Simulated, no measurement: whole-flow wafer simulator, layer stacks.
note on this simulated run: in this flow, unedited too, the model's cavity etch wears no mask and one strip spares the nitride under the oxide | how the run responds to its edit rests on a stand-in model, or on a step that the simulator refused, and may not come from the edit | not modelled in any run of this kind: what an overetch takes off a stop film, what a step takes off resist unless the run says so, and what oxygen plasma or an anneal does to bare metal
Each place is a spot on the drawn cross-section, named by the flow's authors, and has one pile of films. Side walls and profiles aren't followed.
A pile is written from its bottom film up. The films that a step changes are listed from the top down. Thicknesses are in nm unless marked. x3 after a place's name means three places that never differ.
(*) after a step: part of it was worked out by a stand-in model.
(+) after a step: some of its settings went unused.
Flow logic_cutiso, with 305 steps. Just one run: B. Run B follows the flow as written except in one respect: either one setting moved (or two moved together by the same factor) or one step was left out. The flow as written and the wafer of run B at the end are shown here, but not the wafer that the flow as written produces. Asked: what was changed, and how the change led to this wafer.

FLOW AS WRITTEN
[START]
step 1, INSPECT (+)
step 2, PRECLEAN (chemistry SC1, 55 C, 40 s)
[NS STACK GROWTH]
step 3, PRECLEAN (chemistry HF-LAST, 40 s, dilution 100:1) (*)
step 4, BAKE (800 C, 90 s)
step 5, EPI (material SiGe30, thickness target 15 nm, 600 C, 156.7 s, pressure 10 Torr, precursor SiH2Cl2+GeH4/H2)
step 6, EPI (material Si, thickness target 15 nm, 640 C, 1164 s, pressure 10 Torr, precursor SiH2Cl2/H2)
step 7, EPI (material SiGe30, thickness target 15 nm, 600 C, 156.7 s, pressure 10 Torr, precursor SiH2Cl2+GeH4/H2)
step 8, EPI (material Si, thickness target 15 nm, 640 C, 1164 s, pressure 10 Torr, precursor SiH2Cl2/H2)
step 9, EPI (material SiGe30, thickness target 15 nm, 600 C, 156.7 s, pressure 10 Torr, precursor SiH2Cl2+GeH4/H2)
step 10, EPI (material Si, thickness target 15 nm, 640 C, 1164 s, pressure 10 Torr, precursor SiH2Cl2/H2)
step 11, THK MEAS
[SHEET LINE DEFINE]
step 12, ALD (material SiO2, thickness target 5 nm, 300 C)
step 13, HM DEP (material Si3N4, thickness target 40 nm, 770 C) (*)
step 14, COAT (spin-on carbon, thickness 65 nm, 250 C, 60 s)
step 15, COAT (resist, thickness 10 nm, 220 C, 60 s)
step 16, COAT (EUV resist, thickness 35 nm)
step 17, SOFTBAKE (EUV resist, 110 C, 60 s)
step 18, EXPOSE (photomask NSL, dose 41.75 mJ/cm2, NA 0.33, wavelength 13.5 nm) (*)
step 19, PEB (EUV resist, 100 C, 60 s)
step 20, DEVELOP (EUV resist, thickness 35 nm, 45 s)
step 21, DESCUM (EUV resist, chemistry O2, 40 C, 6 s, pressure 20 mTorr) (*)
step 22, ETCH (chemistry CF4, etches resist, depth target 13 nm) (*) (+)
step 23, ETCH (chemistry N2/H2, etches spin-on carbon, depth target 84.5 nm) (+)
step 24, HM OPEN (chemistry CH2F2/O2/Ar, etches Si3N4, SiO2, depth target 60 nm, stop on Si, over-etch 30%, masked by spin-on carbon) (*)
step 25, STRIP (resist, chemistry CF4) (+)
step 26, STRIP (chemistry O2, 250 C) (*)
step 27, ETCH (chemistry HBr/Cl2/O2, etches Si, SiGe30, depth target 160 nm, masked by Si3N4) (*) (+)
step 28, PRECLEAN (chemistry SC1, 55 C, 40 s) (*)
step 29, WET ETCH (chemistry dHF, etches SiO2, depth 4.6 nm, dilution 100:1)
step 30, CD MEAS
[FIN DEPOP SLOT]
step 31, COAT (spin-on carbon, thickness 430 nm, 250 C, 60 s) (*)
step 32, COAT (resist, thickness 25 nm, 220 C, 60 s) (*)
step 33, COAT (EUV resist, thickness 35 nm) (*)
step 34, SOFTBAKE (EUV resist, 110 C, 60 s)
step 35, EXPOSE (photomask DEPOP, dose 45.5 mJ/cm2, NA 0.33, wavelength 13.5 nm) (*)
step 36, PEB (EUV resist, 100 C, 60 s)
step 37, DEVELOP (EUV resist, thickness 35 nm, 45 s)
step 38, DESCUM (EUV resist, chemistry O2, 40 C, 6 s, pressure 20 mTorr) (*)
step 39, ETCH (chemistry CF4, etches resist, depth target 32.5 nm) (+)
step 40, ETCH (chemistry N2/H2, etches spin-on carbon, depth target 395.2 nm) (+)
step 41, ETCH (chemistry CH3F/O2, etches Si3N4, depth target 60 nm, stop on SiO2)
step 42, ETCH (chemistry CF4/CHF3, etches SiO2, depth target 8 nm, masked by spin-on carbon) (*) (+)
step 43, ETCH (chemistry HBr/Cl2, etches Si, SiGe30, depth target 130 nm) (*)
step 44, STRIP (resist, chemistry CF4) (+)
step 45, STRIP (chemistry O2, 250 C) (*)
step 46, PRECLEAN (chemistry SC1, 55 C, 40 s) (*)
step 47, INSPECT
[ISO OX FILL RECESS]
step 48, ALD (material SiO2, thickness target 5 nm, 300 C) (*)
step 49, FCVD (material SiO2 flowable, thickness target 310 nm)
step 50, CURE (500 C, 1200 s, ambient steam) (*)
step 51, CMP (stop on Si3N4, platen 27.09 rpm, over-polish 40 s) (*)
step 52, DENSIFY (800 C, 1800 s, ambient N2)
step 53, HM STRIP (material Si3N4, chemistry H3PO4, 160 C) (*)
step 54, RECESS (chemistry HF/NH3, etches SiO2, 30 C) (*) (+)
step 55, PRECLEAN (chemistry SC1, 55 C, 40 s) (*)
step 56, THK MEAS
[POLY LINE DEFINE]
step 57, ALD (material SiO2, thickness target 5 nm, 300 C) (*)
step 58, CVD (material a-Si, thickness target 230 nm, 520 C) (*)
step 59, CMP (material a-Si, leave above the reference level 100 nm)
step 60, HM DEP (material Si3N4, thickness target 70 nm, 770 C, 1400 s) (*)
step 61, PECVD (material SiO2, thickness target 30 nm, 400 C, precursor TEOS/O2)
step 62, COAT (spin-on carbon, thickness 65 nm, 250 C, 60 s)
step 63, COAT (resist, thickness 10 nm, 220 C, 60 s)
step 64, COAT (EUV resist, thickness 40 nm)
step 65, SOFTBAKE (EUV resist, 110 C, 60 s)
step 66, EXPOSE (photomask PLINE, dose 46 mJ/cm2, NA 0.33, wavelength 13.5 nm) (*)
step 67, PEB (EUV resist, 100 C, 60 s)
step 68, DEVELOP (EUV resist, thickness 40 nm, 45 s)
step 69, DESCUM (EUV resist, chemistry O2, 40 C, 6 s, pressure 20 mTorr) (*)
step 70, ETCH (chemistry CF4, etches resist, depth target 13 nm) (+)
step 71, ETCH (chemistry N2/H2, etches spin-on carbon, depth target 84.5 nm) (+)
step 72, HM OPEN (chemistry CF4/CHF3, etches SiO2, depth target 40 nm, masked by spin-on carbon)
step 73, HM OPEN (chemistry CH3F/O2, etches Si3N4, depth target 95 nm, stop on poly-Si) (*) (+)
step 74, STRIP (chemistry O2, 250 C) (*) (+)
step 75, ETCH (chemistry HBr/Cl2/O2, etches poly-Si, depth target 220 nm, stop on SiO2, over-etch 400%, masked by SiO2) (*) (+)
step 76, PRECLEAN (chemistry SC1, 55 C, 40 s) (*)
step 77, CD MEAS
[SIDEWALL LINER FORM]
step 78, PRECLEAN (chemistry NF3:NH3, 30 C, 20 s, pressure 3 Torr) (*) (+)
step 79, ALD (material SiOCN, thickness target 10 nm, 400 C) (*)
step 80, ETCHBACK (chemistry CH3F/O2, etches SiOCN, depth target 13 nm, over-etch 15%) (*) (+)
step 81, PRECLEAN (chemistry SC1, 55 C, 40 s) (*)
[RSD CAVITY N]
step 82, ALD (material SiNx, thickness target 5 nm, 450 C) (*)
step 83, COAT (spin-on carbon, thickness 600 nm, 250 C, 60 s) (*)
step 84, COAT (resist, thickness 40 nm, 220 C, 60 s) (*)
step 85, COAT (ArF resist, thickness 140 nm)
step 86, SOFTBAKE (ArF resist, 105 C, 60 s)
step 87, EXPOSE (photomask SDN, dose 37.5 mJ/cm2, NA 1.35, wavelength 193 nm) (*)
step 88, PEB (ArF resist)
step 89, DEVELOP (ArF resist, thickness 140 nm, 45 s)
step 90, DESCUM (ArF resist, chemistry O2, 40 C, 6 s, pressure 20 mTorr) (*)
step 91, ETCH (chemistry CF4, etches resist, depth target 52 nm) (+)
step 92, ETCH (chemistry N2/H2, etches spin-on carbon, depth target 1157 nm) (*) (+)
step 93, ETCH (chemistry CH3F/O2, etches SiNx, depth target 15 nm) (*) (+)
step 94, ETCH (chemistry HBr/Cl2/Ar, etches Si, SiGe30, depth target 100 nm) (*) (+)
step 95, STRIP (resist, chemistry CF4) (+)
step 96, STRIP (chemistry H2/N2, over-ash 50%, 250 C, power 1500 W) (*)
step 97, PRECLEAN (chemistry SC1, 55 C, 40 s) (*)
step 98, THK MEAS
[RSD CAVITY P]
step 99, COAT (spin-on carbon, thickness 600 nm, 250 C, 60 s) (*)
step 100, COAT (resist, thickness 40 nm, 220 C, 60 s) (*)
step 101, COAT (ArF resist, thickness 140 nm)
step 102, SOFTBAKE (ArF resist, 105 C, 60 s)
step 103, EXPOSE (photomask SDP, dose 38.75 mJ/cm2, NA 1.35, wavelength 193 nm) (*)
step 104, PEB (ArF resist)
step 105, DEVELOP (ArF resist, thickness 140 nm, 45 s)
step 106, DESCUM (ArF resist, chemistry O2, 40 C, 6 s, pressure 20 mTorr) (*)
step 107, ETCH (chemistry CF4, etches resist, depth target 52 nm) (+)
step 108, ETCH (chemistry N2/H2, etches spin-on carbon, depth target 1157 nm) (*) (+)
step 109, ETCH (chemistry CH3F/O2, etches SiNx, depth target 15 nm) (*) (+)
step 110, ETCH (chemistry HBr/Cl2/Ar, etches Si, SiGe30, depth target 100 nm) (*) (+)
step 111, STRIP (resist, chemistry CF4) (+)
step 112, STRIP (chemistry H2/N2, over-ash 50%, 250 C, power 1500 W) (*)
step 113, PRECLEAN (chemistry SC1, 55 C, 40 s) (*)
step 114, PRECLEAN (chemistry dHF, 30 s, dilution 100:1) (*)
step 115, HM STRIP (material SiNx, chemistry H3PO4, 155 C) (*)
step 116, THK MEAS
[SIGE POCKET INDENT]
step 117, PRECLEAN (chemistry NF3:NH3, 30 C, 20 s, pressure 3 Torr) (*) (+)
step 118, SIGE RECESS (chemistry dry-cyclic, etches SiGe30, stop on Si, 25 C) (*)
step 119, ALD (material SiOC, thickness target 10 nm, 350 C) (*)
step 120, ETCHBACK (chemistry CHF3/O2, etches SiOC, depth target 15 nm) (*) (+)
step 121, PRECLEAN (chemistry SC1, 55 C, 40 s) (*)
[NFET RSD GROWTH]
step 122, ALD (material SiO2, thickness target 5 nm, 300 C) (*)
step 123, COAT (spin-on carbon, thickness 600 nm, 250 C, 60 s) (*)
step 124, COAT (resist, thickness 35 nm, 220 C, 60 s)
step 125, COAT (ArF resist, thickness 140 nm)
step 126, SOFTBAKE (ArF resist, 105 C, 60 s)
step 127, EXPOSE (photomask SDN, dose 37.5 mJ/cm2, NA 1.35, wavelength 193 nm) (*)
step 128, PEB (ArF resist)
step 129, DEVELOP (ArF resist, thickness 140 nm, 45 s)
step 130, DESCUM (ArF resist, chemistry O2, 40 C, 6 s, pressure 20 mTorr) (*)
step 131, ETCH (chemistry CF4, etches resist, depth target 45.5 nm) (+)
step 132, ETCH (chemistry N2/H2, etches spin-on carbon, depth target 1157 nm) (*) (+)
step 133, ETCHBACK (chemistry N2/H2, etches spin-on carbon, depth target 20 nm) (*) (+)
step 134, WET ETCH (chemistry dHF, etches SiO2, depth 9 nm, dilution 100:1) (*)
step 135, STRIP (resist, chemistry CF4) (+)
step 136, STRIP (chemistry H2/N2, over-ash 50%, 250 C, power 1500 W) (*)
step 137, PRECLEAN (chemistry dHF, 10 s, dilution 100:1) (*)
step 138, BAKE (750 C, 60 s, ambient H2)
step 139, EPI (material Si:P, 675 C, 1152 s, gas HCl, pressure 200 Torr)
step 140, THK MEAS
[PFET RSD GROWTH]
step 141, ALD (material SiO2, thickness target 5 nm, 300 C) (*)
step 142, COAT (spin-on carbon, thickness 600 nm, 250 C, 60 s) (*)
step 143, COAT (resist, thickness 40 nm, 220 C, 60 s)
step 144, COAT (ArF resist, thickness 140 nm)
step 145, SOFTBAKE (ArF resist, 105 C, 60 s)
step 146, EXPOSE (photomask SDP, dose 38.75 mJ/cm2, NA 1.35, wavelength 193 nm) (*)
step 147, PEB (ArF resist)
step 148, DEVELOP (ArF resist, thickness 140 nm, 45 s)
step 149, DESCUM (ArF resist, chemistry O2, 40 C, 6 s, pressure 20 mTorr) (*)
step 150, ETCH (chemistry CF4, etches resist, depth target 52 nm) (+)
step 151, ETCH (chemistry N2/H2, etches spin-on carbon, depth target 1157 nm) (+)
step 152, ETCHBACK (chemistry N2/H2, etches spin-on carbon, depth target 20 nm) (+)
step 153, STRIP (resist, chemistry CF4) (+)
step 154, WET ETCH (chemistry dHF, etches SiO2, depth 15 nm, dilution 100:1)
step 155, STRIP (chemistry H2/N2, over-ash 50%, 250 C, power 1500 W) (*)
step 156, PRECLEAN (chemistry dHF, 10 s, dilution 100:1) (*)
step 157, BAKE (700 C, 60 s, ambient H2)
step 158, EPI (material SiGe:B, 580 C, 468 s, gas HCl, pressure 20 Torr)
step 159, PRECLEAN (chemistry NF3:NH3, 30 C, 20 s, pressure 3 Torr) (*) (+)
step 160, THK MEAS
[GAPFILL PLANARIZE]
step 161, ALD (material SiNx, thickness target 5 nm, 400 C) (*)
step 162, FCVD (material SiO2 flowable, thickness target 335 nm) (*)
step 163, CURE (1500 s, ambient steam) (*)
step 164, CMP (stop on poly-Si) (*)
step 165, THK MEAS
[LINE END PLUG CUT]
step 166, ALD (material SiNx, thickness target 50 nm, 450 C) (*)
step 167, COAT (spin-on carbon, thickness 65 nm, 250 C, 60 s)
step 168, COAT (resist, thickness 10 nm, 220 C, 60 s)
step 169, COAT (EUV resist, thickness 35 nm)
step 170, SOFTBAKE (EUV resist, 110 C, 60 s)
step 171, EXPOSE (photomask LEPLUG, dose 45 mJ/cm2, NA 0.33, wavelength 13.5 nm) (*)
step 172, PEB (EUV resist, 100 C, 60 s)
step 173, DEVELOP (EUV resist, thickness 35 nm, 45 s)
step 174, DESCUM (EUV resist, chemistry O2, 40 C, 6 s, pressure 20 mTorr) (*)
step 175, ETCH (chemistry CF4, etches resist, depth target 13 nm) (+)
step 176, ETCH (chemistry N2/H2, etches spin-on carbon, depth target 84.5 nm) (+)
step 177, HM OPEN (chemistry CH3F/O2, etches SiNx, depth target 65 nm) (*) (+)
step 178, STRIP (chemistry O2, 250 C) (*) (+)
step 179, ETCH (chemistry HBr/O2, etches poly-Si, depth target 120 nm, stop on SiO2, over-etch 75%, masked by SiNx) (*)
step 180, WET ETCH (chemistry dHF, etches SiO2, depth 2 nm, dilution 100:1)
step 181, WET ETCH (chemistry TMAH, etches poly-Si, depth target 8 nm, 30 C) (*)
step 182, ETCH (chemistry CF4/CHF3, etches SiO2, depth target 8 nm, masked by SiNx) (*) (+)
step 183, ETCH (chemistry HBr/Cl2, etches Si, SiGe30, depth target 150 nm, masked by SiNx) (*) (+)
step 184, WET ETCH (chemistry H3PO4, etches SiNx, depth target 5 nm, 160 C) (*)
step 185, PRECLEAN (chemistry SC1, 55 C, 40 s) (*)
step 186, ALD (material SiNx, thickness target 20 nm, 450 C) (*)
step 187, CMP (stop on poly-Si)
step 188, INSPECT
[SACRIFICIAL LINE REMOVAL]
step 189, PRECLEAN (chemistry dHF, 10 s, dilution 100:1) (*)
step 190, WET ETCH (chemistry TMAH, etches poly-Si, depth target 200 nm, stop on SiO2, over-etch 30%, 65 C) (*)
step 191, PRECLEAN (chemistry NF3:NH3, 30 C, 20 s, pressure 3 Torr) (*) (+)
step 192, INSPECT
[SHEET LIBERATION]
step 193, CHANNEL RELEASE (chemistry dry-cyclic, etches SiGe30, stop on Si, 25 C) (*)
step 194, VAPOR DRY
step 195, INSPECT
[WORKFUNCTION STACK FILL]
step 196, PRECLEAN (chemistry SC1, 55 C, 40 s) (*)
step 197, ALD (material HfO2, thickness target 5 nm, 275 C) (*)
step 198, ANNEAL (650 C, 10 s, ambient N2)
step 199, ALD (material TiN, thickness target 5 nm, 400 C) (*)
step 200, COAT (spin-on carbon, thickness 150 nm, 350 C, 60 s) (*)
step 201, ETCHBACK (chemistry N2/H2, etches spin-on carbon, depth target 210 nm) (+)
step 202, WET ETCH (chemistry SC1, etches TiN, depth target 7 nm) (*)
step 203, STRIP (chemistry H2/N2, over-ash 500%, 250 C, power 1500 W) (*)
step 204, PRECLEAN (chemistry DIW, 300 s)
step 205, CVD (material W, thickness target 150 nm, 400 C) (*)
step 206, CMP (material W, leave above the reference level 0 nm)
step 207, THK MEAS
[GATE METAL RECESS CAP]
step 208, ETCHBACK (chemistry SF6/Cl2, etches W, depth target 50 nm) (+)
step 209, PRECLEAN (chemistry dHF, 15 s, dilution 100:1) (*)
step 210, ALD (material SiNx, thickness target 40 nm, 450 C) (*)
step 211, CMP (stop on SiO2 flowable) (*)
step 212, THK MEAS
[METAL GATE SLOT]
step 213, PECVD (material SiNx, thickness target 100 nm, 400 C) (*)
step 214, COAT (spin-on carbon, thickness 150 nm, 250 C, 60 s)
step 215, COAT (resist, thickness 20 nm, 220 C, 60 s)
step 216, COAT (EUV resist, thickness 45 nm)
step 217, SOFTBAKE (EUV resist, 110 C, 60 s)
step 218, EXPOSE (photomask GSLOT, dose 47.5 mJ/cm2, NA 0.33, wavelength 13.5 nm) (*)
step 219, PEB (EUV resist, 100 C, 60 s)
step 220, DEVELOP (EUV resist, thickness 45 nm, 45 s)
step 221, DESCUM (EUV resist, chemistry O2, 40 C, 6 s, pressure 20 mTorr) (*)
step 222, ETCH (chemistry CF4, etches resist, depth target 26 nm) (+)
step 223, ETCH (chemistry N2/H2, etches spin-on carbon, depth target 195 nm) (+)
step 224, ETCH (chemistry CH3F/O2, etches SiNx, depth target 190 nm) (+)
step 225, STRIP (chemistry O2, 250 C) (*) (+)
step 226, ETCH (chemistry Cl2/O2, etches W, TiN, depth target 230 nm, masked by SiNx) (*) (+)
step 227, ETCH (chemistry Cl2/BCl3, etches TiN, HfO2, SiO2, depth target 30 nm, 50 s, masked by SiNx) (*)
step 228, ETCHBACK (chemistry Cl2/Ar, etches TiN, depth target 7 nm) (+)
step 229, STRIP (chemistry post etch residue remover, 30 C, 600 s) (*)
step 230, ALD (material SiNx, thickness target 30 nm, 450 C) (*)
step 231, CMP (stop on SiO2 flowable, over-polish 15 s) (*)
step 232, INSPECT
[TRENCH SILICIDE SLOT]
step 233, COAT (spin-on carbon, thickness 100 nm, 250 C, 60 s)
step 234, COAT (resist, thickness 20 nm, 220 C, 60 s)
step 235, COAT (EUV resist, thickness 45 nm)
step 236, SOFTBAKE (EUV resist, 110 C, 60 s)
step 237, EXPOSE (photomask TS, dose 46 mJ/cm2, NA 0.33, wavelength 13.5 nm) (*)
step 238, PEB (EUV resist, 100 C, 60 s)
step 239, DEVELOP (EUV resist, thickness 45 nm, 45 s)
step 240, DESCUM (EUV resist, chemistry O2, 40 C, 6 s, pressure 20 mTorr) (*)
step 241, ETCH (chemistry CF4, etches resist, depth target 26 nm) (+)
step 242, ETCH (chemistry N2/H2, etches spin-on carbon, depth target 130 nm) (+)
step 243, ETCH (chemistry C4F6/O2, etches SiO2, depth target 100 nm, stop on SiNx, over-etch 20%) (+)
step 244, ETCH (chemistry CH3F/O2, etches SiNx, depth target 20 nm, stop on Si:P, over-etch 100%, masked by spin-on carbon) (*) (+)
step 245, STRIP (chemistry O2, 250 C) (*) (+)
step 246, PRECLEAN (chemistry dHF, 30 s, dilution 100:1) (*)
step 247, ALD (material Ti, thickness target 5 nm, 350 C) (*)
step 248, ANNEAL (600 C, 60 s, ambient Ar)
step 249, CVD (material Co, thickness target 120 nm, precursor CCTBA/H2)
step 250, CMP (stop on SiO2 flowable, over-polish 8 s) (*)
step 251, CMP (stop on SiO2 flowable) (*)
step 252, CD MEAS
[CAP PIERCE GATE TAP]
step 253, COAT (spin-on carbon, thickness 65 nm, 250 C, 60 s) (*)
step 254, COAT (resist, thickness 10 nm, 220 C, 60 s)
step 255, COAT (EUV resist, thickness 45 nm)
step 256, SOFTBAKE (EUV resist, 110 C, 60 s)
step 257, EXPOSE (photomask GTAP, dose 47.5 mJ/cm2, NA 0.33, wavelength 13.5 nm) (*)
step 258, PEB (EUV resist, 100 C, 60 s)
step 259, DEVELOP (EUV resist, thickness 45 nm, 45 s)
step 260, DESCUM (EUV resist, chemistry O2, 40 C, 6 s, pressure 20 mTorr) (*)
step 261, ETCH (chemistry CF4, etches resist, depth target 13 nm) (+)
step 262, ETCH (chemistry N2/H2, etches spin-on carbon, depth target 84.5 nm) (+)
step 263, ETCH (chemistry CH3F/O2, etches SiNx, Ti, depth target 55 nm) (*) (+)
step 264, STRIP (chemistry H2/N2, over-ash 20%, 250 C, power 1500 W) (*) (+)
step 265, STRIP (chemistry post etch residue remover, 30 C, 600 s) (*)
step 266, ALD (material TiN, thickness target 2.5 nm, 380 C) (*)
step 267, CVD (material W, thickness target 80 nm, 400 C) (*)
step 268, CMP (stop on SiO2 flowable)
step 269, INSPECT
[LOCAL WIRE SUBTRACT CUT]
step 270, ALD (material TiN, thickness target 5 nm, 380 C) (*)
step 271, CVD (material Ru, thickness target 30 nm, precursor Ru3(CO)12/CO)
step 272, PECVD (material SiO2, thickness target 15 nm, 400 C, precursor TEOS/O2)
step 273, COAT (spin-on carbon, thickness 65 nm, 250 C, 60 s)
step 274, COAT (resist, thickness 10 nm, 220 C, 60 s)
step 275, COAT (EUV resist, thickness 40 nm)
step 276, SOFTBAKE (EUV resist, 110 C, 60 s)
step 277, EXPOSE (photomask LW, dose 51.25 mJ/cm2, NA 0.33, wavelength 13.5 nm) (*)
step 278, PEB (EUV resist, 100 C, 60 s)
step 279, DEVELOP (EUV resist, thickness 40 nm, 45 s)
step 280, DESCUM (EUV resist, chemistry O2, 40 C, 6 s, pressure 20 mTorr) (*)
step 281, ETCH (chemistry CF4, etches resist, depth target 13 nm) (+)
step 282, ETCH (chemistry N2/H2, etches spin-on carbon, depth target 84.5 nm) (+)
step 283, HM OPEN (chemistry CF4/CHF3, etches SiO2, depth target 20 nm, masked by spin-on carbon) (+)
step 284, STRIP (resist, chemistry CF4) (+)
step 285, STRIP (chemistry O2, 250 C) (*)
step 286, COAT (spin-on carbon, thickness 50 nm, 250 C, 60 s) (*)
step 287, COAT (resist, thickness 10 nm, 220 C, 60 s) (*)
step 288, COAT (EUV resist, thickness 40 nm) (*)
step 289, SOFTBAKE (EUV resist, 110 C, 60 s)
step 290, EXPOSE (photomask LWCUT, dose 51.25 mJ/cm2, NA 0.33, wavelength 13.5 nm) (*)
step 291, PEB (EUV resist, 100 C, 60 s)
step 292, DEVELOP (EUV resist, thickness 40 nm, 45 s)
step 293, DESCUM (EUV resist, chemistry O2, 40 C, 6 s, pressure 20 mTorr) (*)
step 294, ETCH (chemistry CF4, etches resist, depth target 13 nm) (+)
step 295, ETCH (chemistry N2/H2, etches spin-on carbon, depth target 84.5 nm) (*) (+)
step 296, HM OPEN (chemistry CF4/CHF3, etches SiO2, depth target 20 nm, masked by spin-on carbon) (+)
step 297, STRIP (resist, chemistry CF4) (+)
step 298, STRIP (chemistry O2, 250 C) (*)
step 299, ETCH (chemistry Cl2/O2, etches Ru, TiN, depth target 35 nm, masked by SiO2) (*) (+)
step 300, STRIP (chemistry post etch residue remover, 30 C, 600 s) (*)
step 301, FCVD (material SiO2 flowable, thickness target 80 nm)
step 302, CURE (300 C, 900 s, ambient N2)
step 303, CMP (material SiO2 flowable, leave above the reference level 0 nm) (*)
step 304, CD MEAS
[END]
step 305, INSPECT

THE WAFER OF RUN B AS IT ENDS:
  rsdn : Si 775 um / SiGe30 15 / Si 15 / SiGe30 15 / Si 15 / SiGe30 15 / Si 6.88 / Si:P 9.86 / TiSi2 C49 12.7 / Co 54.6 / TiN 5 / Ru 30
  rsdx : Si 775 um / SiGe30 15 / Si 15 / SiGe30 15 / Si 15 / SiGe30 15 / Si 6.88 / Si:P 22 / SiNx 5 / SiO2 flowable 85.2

What caused this: step 93, ETCH: chemistry CH3F/O2, etches SiNx, depth target 15 nm (*) (+), was omitted.

How this came from the change, step by step:
  step 94, ETCH (chemistry HBr/Cl2/Ar, etches Si, SiGe30, depth target 100 nm) (*) (+)
      rsdn, rsdx: nothing (as written it would have been: chemical SiO2 loses 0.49 (all of it), Si loses 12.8 (all of it), SiGe30 loses 15 (all of it), Si loses 15 (all of it), SiGe30 loses 15 (all of it), Si loses 15 (all of it), SiGe30 loses 15 (all of it), Si loses 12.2)
  step 95, STRIP (resist, chemistry CF4) (+)
      gl, gxn, tap: SiNx loses 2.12 (all of it) (as written it would have been: nothing)
      lnr, lnrt: SiNx loses 2.15 (all of it) (as written it would have been: nothing)
      (also at 17 further places)
  step 99, COAT (spin-on carbon, thickness 600 nm, 250 C, 60 s) (*)
      gl, gxn: spin-on carbon gains 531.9 (new film) (as written it would have been: spin-on carbon gains 514.9 (new film))
      glp, gxp: spin-on carbon gains 526.9 (new film) (as written it would have been: spin-on carbon gains 509.9 (new film))
      (also at 13 further places)
  step 108, ETCH (chemistry N2/H2, etches spin-on carbon, depth target 1157 nm) (*) (+)
      depop, dpovl, gfld and 14 more: ArF resist loses 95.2 (all of it), resist loses 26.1 (as written it would have been: ArF resist loses 95.2 (all of it), resist loses 25.2)
      glp, gxp: spin-on carbon loses 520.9 (all of it), SiNx loses 2.87 (as written it would have been: spin-on carbon loses 503.9 (all of it), SiNx loses 2.78)
      (also at 3 further places)
  step 111, STRIP (resist, chemistry CF4) (+)
      depop, dpovl, gfld and 6 more: resist loses 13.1 (all of it) (as written it would have been: resist loses 14 (all of it))
      gl, gxf, gxn, lnr, lnrt, rsdn, rsdx: resist loses 13.1 (all of it) (as written it would have been: resist loses 14.1 (all of it))
      (also at 1 further place)
  step 112, STRIP (chemistry H2/N2, over-ash 50%, 250 C, power 1500 W) (*)
      gl, gxn: spin-on carbon loses 531.9 (all of it) (as written it would have been: spin-on carbon loses 514.9 (all of it))
      lnr, lnrt: spin-on carbon loses 534.1 (all of it) (as written it would have been: spin-on carbon loses 517.6 (all of it))
      (also at 8 further places)
  step 120, ETCHBACK (chemistry CHF3/O2, etches SiOC, depth target 15 nm) (*) (+)
      rsdn, rsdx: SiOC loses 10 (all of it), Si loses 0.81 (as written it would have been: SiOC loses 10 (all of it))
      gxn: SiOC loses 11.2 (all of it), SiO2 loses 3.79 (as written it would have been: SiOC loses 11 (all of it), SiO2 loses 4.21 (all of it))
  step 122, ALD (material SiO2, thickness target 5 nm, 300 C) (*)
      gxn: SiO2 gains 6.82 (as written it would have been: SiO2 gains 6.76 (new film))
  step 123, COAT (spin-on carbon, thickness 600 nm, 250 C, 60 s) (*)
      gfld, gxf, lnrp, plug: spin-on carbon gains 514.9 (new film) (as written it would have been: spin-on carbon gains 501.8 (new film))
      gl, glp, tap: spin-on carbon gains 520.1 (new film) (as written it would have been: spin-on carbon gains 507 (new film))
      (also at 7 further places)
  step 132, ETCH (chemistry N2/H2, etches spin-on carbon, depth target 1157 nm) (*) (+)
      rsdn, rsdx: spin-on carbon loses 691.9 (all of it), SiO2 loses 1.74 (as written it would have been: spin-on carbon loses 778.1 (all of it))
      gl, tap: spin-on carbon loses 514.8 (all of it), SiO2 loses 5 (all of it), Si3N4 loses 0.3 (as written it would have been: spin-on carbon loses 501.7 (all of it), SiO2 loses 5 (all of it), Si3N4 loses 0.5)
      (also at 3 further places)
  step 133, ETCHBACK (chemistry N2/H2, etches spin-on carbon, depth target 20 nm) (*) (+)
      gxn: SiO2 loses 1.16 (as written it would have been: SiO2 loses 0.7 (all of it), Si3N4 loses 0.21)
  step 134, WET ETCH (chemistry dHF, etches SiO2, depth 9 nm, dilution 100:1) (*)
      gxn: SiO2 loses 0.55 (all of it), Si3N4 loses 0.24 (as written it would have been: Si3N4 loses 0.34)
      rsdn, rsdx: SiO2 loses 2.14 (all of it), chemical SiO2 loses 0.49 (all of it) (as written it would have been: SiO2 loses 3.89 (all of it), chemical SiO2 loses 0.49 (all of it))
  step 135, STRIP (resist, chemistry CF4) (+)
      rsdn, rsdx: Si loses 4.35 (as written it would have been: nothing)
  step 136, STRIP (chemistry H2/N2, over-ash 50%, 250 C, power 1500 W) (*)
      gfld, gxf, lnrp, plug: spin-on carbon loses 514.9 (all of it) (as written it would have been: spin-on carbon loses 501.8 (all of it))
      glp: spin-on carbon loses 520.1 (all of it) (as written it would have been: spin-on carbon loses 507 (all of it))
      (also at 2 further places)
  step 139, EPI (material Si:P, 675 C, 1152 s, gas HCl, pressure 200 Torr)
      rsdn, rsdx: Si:P gains 22 (new film) (as written it would have been: Si:P gains 116.9 (new film))
  step 141, ALD (material SiO2, thickness target 5 nm, 300 C) (*)
      gxn: SiO2 gains 10.8 (new film) (as written it would have been: SiO2 gains 10.1 (new film))
  step 164, CMP (stop on poly-Si) (*)
      gxn: SiO2 flowable loses 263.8 (all of it), SiNx loses 5 (all of it), SiO2 loses 1.81 (all of it), Si3N4 loses 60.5 (all of it) (as written it would have been: SiO2 flowable loses 264.5 (all of it), SiNx loses 5 (all of it), SiO2 loses 1.12 (all of it), Si3N4 loses 60.3 (all of it))
